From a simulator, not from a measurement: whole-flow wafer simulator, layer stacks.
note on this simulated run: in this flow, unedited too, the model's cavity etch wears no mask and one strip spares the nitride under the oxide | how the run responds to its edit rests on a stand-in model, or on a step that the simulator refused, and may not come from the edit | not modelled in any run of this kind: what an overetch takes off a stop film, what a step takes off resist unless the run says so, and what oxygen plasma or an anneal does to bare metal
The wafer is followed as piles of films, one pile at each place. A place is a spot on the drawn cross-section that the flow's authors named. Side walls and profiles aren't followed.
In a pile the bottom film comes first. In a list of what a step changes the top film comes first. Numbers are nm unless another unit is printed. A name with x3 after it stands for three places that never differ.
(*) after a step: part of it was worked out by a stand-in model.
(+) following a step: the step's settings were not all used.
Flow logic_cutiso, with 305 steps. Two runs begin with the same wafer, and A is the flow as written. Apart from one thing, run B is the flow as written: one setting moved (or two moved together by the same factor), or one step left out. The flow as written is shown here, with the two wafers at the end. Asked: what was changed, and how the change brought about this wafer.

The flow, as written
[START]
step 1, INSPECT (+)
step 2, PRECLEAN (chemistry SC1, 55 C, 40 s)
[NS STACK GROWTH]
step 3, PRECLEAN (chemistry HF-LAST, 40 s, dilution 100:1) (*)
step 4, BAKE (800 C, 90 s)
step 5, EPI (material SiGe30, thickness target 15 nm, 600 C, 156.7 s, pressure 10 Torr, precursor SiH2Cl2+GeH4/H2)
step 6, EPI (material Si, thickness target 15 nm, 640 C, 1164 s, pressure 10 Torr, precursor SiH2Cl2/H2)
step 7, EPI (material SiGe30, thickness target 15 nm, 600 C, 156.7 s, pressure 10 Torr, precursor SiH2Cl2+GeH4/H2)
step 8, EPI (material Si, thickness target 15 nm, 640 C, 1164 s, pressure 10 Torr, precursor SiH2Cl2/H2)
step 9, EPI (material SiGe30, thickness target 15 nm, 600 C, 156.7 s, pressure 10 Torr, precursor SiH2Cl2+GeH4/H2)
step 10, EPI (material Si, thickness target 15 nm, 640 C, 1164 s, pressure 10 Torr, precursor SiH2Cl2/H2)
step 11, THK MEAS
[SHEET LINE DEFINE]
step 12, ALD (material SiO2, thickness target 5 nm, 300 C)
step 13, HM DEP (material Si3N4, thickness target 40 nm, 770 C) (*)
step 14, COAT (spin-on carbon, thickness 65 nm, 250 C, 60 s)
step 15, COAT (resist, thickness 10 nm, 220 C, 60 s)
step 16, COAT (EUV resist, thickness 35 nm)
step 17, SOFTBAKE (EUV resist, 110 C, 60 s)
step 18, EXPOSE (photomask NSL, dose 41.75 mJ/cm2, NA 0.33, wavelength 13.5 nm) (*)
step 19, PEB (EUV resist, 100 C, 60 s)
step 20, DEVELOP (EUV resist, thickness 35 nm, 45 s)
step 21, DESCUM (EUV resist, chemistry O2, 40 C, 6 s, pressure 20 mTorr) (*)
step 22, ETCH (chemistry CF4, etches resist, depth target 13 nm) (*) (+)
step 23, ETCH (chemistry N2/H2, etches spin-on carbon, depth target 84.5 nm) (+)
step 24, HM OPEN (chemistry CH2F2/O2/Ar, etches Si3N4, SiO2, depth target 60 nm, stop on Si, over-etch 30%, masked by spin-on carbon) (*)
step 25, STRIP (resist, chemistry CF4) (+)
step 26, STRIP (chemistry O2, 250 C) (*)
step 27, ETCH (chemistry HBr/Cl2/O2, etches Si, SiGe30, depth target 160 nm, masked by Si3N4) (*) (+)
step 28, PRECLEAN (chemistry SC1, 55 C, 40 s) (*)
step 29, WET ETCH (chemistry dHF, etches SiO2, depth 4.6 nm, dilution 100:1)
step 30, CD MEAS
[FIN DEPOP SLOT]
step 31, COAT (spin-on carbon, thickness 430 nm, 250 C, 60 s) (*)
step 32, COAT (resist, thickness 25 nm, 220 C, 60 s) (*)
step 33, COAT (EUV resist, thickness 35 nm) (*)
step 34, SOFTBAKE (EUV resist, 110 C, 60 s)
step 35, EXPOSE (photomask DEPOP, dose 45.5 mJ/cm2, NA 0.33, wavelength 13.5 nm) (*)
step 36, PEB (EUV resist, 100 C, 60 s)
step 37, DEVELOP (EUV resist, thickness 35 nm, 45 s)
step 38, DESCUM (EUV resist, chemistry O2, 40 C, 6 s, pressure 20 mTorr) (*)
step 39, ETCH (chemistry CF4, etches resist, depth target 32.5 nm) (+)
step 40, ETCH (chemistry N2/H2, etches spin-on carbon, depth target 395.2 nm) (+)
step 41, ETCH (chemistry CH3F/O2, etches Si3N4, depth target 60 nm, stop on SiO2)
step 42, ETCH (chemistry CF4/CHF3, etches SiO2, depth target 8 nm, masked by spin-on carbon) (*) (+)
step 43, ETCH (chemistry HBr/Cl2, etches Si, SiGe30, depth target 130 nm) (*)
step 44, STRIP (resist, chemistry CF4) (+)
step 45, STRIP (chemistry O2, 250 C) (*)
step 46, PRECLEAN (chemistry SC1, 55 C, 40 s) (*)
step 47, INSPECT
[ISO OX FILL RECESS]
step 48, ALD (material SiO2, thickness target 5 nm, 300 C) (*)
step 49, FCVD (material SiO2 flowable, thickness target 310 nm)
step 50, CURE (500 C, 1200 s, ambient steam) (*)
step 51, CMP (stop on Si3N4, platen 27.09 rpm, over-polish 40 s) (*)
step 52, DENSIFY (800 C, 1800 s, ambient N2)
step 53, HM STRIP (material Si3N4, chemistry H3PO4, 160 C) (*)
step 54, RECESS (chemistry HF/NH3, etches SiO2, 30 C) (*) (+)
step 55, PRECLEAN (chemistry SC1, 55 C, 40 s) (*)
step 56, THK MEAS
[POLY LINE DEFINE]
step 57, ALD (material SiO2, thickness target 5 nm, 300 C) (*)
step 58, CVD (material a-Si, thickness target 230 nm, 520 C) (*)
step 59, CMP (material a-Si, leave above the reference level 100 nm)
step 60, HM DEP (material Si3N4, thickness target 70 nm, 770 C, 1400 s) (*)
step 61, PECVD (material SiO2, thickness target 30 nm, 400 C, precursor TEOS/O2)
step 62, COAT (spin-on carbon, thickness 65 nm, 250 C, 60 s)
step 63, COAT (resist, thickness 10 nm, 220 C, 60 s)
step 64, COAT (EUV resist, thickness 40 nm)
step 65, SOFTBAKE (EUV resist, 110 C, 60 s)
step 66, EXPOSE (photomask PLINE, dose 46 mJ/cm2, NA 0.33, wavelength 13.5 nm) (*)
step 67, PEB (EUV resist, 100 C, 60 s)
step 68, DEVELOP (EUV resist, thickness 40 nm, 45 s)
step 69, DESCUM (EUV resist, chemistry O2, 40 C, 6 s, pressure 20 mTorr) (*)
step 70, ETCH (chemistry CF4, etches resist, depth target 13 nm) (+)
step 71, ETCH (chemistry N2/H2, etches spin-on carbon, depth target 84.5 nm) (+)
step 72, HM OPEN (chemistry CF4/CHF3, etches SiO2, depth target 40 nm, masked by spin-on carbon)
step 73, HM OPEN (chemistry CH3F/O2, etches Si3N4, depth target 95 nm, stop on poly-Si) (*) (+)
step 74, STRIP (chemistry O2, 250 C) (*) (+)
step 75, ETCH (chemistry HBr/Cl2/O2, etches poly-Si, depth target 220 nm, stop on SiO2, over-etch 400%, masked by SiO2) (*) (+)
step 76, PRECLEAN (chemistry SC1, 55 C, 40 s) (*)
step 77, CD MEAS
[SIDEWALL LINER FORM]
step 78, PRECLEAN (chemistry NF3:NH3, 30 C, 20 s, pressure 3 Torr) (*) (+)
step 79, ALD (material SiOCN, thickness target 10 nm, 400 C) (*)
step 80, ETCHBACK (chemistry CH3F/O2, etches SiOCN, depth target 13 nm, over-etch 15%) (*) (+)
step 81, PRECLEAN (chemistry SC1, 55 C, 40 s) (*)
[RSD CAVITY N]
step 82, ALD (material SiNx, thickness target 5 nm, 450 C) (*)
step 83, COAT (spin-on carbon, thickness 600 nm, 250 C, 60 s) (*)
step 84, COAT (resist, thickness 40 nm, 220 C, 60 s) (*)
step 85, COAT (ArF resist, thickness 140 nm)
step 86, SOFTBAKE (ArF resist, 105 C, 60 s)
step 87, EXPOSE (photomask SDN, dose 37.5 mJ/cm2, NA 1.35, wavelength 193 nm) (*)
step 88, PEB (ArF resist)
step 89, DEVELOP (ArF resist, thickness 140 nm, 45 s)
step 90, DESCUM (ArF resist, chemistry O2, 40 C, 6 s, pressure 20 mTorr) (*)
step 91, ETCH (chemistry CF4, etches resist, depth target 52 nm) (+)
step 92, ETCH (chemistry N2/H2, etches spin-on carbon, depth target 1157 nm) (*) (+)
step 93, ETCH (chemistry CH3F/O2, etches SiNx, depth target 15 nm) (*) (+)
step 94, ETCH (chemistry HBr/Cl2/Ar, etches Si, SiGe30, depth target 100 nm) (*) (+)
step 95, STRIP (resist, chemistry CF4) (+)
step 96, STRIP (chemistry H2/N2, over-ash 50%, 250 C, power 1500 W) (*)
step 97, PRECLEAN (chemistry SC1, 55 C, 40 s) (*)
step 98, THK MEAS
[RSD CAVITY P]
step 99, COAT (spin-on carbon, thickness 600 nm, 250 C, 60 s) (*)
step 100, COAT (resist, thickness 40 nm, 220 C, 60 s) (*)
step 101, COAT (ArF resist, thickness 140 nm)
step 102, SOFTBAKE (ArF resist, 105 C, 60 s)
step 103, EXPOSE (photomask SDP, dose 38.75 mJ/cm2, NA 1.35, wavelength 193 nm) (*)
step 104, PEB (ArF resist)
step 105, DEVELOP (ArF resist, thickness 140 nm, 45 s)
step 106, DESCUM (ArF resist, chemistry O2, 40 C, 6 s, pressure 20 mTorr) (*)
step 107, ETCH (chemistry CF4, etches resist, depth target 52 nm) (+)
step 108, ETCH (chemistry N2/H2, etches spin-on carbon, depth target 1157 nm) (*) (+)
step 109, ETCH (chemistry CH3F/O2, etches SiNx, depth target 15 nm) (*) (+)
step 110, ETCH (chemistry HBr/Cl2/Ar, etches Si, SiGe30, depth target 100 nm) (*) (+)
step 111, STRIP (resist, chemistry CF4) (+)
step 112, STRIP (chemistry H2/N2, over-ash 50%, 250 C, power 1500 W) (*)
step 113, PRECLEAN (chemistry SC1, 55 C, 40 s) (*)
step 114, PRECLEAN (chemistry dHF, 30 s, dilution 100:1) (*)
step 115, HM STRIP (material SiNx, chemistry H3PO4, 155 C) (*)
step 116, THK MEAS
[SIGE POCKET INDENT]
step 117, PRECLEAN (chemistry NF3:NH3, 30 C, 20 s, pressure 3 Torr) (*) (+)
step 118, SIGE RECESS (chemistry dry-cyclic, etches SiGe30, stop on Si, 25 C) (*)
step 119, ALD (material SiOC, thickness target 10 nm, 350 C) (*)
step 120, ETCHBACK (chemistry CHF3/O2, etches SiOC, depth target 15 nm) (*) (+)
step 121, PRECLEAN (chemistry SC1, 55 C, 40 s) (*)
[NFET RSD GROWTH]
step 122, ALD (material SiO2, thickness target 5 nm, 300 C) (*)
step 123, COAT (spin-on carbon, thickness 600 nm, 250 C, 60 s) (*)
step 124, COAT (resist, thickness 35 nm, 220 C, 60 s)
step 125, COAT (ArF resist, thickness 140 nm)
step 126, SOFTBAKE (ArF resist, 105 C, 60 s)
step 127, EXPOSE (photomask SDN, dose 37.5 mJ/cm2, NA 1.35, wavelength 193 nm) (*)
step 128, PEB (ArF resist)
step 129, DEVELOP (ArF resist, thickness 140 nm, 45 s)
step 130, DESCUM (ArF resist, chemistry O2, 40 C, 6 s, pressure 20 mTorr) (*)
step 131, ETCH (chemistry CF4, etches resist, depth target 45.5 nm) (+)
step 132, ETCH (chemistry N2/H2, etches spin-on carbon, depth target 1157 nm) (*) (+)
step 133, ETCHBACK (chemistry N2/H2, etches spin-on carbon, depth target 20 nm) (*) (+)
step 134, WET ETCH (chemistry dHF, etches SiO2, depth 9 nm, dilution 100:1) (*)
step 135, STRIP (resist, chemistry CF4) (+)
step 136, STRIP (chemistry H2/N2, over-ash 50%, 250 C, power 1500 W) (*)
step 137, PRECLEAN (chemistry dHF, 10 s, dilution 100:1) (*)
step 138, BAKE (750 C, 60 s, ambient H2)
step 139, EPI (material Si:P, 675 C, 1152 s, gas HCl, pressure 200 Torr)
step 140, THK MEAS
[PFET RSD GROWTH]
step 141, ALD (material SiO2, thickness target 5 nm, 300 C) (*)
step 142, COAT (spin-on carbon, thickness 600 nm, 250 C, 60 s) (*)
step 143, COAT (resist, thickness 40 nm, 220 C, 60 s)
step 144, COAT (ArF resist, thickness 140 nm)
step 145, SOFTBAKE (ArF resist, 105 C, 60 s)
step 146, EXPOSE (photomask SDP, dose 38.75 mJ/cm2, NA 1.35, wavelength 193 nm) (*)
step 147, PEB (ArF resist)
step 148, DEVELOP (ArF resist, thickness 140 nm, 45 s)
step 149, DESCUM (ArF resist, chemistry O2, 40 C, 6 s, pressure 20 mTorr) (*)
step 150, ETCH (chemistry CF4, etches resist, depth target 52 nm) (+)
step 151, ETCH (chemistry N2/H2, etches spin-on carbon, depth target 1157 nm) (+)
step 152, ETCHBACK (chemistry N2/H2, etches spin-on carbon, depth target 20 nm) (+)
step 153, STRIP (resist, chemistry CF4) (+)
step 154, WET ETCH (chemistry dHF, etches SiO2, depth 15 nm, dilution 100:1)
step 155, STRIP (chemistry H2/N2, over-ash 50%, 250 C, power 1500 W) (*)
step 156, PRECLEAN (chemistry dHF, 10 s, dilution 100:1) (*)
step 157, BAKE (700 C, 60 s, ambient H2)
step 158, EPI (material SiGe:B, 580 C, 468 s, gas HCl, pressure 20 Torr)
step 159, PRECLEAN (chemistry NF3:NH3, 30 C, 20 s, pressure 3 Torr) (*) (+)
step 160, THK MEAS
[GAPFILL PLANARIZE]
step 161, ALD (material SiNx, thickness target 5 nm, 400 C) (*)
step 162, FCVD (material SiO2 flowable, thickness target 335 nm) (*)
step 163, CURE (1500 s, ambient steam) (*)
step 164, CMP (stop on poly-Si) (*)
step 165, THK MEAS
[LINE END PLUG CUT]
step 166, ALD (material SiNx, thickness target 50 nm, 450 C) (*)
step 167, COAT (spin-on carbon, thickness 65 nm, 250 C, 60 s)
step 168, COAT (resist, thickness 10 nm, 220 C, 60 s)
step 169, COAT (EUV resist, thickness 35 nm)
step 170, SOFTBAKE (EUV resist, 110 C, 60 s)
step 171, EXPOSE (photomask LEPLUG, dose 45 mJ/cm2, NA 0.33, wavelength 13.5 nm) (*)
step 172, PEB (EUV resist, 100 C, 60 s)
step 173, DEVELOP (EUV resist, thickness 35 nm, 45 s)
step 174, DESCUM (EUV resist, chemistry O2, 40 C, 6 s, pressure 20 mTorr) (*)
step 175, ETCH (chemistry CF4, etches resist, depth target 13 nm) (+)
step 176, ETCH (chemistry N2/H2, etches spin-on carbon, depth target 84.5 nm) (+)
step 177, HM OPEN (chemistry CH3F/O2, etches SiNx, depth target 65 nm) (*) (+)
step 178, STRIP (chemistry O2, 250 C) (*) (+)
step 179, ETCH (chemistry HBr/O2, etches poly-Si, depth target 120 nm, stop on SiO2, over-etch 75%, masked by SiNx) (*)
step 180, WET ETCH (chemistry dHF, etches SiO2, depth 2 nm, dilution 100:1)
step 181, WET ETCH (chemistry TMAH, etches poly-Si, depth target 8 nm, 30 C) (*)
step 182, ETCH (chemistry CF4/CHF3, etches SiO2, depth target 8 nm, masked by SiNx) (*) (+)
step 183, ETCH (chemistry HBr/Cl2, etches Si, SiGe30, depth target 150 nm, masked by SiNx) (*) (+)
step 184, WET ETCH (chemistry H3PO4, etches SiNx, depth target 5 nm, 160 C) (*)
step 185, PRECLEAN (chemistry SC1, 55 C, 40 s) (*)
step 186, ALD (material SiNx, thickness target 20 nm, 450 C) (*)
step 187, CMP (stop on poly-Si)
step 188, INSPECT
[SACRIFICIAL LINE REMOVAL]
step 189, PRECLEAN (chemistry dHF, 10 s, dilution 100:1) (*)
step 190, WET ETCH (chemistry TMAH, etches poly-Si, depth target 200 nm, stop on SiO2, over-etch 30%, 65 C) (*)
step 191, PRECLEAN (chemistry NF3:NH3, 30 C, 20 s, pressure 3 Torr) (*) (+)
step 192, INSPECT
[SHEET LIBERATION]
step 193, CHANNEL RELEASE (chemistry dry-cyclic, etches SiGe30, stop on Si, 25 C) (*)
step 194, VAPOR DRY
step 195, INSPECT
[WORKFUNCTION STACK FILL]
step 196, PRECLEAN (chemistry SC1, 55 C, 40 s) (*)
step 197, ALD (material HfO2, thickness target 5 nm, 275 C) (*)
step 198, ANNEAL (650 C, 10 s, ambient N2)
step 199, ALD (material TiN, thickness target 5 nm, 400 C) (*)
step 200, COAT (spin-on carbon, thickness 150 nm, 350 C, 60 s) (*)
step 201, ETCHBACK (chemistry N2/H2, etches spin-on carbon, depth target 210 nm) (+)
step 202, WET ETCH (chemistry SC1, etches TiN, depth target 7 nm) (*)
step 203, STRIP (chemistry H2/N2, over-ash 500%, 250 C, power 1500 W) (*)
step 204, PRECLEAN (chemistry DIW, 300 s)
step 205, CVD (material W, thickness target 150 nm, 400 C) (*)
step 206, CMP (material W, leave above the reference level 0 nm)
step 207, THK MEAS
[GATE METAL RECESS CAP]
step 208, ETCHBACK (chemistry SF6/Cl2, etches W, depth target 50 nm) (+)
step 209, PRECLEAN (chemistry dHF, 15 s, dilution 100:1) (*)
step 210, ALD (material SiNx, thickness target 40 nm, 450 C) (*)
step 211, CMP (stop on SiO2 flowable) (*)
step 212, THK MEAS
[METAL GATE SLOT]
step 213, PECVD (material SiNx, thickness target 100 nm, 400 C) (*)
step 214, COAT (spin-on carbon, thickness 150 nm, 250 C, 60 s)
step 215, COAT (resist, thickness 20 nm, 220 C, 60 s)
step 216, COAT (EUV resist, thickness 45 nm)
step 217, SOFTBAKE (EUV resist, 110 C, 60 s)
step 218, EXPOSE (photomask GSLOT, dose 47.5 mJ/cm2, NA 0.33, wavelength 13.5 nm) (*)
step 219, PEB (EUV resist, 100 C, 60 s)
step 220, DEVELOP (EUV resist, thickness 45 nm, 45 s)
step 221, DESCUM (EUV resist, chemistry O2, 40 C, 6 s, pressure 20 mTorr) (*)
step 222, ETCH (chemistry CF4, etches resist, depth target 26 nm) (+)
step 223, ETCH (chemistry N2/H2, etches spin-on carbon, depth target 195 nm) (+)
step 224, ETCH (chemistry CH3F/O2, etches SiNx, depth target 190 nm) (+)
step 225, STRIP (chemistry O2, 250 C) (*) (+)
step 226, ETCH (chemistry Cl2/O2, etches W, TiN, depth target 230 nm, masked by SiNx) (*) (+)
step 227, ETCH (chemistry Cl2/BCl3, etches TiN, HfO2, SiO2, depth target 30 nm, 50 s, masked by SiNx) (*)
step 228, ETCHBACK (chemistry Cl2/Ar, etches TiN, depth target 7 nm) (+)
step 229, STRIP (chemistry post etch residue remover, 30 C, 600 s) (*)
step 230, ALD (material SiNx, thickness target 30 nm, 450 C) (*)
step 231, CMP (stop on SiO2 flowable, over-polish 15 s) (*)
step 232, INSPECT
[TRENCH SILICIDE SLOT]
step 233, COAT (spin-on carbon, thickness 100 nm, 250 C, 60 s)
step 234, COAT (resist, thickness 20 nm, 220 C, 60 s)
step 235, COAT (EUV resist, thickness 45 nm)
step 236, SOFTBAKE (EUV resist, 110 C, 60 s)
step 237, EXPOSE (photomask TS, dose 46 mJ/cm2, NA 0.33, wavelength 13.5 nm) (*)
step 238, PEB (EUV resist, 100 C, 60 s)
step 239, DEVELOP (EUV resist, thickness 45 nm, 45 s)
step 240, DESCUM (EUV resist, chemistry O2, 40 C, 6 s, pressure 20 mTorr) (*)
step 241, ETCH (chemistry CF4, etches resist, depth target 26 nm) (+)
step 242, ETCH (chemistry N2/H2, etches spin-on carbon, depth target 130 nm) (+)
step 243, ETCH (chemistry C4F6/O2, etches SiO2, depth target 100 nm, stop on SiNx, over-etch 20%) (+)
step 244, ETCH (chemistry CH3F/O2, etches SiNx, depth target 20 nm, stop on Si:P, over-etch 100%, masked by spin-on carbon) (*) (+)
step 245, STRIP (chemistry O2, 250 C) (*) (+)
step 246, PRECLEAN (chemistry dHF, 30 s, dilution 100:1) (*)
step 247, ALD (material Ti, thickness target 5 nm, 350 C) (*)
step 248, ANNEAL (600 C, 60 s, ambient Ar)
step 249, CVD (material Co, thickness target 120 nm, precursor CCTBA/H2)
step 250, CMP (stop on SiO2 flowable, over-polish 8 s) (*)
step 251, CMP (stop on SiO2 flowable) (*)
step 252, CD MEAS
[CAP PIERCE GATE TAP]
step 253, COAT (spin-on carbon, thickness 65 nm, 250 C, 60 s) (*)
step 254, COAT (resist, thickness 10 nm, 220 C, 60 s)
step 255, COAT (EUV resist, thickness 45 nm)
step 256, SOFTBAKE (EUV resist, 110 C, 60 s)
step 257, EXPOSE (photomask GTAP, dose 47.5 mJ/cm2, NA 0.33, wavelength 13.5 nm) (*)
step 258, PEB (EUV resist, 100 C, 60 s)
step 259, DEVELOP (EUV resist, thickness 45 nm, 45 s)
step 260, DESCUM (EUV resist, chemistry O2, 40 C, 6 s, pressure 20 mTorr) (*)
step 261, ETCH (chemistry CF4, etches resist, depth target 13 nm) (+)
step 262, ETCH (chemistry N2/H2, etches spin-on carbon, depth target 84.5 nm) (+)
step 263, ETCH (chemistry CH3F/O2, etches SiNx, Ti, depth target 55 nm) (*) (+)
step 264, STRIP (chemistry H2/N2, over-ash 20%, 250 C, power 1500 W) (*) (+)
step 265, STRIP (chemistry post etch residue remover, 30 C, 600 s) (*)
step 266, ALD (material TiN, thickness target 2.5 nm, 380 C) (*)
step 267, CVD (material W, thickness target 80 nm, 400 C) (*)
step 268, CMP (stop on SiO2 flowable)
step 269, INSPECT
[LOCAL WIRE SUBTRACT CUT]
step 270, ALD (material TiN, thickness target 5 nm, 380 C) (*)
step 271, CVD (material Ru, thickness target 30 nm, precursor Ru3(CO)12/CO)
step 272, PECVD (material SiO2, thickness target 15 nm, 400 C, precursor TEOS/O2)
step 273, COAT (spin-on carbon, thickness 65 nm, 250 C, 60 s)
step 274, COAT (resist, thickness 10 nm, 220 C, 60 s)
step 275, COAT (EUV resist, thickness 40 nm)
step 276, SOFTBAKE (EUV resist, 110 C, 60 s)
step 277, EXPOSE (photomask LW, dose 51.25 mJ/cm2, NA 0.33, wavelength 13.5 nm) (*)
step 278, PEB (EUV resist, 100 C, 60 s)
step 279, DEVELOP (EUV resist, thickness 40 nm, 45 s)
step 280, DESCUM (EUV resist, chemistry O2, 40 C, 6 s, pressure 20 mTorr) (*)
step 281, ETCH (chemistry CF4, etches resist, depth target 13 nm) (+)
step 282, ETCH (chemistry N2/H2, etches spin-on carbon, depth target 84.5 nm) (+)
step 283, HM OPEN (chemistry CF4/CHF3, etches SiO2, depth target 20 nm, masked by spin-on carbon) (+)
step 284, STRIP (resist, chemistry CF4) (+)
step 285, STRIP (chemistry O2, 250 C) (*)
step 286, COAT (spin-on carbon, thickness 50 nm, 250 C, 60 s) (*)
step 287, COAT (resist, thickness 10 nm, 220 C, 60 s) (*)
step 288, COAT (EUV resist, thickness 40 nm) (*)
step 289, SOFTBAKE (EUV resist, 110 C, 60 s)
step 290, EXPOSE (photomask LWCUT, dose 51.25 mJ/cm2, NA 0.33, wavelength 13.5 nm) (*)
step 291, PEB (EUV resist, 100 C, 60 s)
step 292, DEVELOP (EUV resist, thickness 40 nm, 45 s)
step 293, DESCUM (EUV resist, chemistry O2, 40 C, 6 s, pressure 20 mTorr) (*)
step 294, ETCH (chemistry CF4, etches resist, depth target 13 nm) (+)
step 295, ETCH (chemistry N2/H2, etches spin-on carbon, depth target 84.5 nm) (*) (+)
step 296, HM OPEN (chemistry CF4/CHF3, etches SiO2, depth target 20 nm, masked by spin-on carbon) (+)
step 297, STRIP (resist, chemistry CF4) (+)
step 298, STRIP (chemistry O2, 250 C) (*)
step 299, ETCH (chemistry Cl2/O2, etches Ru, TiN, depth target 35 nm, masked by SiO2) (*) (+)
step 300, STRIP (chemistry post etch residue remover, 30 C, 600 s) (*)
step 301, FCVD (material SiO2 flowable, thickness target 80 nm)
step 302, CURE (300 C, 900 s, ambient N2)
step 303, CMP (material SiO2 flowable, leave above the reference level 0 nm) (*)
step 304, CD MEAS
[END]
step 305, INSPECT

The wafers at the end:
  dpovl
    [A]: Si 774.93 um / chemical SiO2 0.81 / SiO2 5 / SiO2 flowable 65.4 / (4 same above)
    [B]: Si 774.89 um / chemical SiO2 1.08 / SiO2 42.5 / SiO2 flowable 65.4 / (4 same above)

Cause: step 40, ETCH: depth target 474.2 nm was run, whereas the flow has depth target 395.2 nm.

Step by step, how the change led to this:
  step 40, ETCH (chemistry N2/H2, etches spin-on carbon, depth target 395.2 nm) (+)
      gfld, gl, glp and 17 more: A EUV resist loses 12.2 (all of it), resist loses 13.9 | B EUV resist loses 12.2 (all of it), resist loses 16.7
      depop: A spin-on carbon loses 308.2 (all of it), Si3N4 loses 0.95 | B spin-on carbon loses 308.2 (all of it), Si3N4 loses 1.8
      (as well as at 1 more place)
  step 41, ETCH (chemistry CH3F/O2, etches Si3N4, depth target 60 nm, stop on SiO2)
      depop: A Si3N4 loses 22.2 (all of it), SiO2 loses 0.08 | B Si3N4 loses 21.4 (all of it), SiO2 loses 0.08
      dpovl: A spin-on carbon loses 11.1 | B spin-on carbon loses 4.9
  step 42, ETCH (chemistry CF4/CHF3, etches SiO2, depth target 8 nm, masked by spin-on carbon) (*) (+)
      gfld: A resist loses 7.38 | B resist loses 5.08 (all of it), spin-on carbon loses 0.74
      gxf: A resist loses 7.42 (all of it) | B resist loses 4.75 (all of it), spin-on carbon loses 0.85
      (as well as at 18 more places)
  step 43, ETCH (chemistry HBr/Cl2, etches Si, SiGe30, depth target 130 nm) (*)
      dpovl: A spin-on carbon loses 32 | B spin-on carbon loses 18.5 (all of it), Si loses 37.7
  step 45, STRIP (chemistry O2, 250 C) (*)
      dpovl: A chemical SiO2 gains 0.82 (new film), spin-on carbon loses 59.3 (all of it), Si loses 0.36 | B chemical SiO2 gains 1.13 (new film), Si loses 0.5
  step 48, ALD (material SiO2, thickness target 5 nm, 300 C) (*)
      dpovl: A SiO2 gains 5 (new film) | B SiO2 gains 42.5 (new film)
  step 52, DENSIFY (800 C, 1800 s, ambient N2)
      nsgap: A SiO2 flowable loses 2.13 | B SiO2 flowable loses 2.84
